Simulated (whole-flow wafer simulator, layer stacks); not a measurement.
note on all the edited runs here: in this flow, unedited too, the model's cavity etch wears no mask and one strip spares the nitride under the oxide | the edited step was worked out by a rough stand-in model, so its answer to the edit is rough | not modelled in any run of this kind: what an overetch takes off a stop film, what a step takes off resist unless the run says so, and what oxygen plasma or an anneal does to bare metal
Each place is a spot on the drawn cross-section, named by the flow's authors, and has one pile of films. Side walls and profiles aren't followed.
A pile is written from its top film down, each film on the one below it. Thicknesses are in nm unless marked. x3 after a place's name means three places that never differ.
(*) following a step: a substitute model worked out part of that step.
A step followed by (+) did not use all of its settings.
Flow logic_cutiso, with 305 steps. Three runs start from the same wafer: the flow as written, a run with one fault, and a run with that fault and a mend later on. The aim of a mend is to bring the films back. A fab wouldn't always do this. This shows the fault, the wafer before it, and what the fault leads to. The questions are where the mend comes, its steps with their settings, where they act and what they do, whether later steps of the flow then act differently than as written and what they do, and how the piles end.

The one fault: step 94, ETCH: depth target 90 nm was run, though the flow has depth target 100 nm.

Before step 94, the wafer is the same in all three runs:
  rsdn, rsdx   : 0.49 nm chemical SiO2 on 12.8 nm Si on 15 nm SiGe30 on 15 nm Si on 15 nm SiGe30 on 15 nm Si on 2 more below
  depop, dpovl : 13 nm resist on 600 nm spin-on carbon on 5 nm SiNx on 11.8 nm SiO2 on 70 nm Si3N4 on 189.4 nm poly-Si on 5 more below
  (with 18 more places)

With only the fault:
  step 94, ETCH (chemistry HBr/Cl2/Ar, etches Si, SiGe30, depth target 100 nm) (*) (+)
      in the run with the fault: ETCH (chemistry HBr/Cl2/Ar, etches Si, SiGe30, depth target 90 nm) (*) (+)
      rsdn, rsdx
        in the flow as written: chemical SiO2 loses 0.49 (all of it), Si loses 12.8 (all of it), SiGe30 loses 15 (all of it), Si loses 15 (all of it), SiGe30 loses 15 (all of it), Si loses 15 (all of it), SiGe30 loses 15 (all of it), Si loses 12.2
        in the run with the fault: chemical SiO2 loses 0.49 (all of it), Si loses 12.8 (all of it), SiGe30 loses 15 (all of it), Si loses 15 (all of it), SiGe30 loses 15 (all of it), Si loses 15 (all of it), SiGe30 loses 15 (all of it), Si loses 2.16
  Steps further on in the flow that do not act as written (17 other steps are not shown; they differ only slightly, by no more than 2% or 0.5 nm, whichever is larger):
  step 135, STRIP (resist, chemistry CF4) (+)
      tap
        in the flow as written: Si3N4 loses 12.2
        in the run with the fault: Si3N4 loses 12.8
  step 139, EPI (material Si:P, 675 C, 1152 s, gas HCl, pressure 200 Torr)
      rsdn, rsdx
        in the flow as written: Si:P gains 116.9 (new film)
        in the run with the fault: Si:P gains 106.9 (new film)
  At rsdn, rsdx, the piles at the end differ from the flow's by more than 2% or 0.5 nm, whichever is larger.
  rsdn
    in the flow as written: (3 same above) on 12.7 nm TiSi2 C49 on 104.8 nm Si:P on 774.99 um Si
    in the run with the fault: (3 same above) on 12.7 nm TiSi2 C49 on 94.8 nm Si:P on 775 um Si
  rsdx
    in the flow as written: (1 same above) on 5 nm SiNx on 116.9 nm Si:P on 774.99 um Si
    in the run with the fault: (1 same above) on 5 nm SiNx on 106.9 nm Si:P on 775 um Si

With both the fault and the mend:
  After step 94 comes the mend.
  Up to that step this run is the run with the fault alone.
  step 94a, ETCH (chemistry HBr/Cl2/Ar, etches Si, SiGe30, depth target 10 nm) (*) (+) (a further turn of the flow's step 94, with different settings)
      rsdn, rsdx
        Si loses 10
  None of the later steps of the flow acts differently than as written at any place that is followed.
  At every place that both follow, the piles at the end match the flow's.
